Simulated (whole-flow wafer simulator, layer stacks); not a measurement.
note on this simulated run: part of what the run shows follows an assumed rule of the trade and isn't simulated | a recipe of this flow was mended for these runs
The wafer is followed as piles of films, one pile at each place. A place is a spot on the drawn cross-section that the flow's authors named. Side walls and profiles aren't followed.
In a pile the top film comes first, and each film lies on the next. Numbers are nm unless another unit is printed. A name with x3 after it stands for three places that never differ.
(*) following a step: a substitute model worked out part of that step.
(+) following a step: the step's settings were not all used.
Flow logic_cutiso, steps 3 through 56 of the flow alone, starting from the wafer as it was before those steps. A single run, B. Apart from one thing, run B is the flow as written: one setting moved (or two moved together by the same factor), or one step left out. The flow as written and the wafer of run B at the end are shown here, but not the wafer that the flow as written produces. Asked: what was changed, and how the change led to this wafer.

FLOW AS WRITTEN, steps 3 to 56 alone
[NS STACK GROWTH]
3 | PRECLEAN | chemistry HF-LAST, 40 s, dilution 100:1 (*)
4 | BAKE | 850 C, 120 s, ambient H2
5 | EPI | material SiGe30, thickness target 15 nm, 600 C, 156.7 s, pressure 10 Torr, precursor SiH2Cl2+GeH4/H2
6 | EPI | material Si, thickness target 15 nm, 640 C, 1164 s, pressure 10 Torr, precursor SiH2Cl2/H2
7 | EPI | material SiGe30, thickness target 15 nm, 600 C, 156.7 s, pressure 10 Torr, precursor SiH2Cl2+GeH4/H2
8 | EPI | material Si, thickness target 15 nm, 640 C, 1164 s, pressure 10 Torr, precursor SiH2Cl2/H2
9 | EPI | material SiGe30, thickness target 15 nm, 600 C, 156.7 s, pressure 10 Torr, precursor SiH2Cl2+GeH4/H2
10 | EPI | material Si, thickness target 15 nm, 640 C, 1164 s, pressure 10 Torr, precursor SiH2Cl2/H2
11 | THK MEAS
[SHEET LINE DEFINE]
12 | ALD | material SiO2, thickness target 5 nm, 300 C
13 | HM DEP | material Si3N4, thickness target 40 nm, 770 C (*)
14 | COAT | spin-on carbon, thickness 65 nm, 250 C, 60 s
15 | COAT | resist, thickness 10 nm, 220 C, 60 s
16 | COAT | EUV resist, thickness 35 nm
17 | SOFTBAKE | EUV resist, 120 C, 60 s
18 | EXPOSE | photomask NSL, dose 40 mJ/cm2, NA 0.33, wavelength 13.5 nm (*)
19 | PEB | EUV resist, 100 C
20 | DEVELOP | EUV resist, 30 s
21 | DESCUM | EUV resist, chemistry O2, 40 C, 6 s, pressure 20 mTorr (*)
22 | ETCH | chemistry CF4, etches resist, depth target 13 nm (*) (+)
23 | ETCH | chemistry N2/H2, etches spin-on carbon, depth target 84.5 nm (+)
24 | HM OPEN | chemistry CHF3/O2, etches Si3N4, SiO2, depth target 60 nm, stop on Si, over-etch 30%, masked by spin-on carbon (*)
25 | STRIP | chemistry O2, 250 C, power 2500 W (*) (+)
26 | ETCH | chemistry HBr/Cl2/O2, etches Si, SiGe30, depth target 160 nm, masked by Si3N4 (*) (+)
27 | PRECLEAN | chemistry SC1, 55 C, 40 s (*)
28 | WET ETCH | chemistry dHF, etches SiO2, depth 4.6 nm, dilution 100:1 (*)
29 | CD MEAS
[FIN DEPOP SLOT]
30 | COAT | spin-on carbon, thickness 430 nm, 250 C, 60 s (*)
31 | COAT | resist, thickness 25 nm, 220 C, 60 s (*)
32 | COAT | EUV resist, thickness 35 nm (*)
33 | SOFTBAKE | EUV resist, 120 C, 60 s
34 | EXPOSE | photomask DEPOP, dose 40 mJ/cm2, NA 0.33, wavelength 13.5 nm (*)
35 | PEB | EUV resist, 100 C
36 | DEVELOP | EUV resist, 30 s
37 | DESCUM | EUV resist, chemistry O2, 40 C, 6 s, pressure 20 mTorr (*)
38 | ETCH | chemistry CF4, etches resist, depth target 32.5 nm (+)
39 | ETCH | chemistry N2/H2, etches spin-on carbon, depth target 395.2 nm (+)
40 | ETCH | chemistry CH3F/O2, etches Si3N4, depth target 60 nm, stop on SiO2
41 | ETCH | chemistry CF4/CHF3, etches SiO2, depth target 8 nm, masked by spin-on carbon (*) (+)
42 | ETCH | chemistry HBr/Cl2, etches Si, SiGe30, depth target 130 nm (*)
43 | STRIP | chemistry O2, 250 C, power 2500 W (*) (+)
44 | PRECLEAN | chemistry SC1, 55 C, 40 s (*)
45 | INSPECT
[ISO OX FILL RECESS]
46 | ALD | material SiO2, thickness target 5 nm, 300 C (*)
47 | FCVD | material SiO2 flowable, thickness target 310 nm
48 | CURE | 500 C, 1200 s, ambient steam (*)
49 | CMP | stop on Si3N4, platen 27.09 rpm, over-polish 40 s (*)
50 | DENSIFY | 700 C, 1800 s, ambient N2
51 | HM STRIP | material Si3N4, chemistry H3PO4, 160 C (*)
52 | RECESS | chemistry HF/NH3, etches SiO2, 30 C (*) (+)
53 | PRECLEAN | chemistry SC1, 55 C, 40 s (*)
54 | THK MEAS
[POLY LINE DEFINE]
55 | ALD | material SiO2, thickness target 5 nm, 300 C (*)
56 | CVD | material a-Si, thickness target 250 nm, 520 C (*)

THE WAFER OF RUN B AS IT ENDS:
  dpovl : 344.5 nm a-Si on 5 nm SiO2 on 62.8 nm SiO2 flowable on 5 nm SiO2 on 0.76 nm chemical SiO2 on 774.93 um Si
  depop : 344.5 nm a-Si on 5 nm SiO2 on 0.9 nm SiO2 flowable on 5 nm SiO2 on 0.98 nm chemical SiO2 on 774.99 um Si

What caused this: step 42, ETCH: depth target 100.3 nm was run, whereas the flow has depth target 130 nm.

How this came from the change, step by step:
  42 | ETCH | chemistry HBr/Cl2, etches Si, SiGe30, depth target 130 nm (*)
      dpovl, gfld, gl and 18 more: -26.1 spin-on carbon (it would be, as written: -32 spin-on carbon)
      depop: -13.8 Si (all of it), -15 SiGe30 (all of it), -15 Si (all of it), -15 SiGe30 (all of it), -15 Si (all of it), -15 SiGe30 (all of it), -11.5 Si (it would be, as written: -13.8 Si (all of it), -15 SiGe30 (all of it), -15 Si (all of it), -15 SiGe30 (all of it), -15 Si (all of it), -15 SiGe30 (all of it), -41.2 Si)
  43 | STRIP | chemistry O2, 250 C, power 2500 W (*) (+)
      dpovl: +0.75 chemical SiO2 (new film), -65 spin-on carbon (all of it), -0.33 Si (it would be, as written: +0.75 chemical SiO2 (new film), -59.1 spin-on carbon (all of it), -0.33 Si)
      ns: -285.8 spin-on carbon (all of it) (it would be, as written: -279.8 spin-on carbon (all of it))
  47 | FCVD | material SiO2 flowable, thickness target 310 nm
      depop: +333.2 SiO2 flowable (new film) (it would be, as written: +359.8 SiO2 flowable (new film))
